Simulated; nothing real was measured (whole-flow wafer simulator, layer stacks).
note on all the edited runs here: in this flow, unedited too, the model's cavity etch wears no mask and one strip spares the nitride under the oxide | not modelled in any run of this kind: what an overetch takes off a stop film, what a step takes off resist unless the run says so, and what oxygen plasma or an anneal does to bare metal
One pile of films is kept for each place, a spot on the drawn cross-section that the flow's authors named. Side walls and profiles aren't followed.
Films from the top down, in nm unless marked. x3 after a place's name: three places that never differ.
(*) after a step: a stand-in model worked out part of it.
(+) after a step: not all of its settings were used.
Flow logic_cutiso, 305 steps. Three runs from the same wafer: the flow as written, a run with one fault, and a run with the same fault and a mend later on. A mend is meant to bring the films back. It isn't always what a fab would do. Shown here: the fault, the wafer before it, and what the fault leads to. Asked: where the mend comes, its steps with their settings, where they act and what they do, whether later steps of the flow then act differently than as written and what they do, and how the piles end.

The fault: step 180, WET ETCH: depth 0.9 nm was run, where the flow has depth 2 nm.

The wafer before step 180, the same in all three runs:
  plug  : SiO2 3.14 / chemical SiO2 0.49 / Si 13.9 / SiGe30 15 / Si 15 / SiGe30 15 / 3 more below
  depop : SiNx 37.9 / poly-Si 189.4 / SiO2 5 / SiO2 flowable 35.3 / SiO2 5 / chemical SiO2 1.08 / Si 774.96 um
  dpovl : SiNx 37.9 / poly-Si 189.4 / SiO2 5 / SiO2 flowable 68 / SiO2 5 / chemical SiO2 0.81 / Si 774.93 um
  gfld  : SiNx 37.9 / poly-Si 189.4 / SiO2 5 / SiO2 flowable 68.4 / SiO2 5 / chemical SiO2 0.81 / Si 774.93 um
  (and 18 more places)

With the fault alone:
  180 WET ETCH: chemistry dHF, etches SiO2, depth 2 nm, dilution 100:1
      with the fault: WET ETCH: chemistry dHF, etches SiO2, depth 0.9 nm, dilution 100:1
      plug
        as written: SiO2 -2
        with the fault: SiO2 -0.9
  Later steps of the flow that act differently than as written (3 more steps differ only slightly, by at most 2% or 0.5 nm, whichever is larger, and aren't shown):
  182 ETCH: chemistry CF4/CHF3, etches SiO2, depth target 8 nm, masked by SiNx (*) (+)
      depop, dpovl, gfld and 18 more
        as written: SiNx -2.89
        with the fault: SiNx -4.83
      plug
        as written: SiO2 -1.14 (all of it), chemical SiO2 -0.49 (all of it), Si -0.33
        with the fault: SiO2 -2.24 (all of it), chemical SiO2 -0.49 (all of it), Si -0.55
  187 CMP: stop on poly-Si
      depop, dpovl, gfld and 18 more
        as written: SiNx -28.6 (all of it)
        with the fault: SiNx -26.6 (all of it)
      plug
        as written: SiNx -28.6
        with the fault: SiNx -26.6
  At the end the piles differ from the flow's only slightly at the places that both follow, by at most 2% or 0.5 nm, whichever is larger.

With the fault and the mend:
  The mend comes after step 180.
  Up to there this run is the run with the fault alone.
  180a WET ETCH: chemistry dHF, etches SiO2, depth 1.1 nm, dilution 100:1 (the flow's step 180 once more, with other settings)
      plug
        SiO2 -1.1
  No later step of the flow acts differently than as written at any place that is followed.
  At the end the piles are the same as the flow's at every place that both follow.
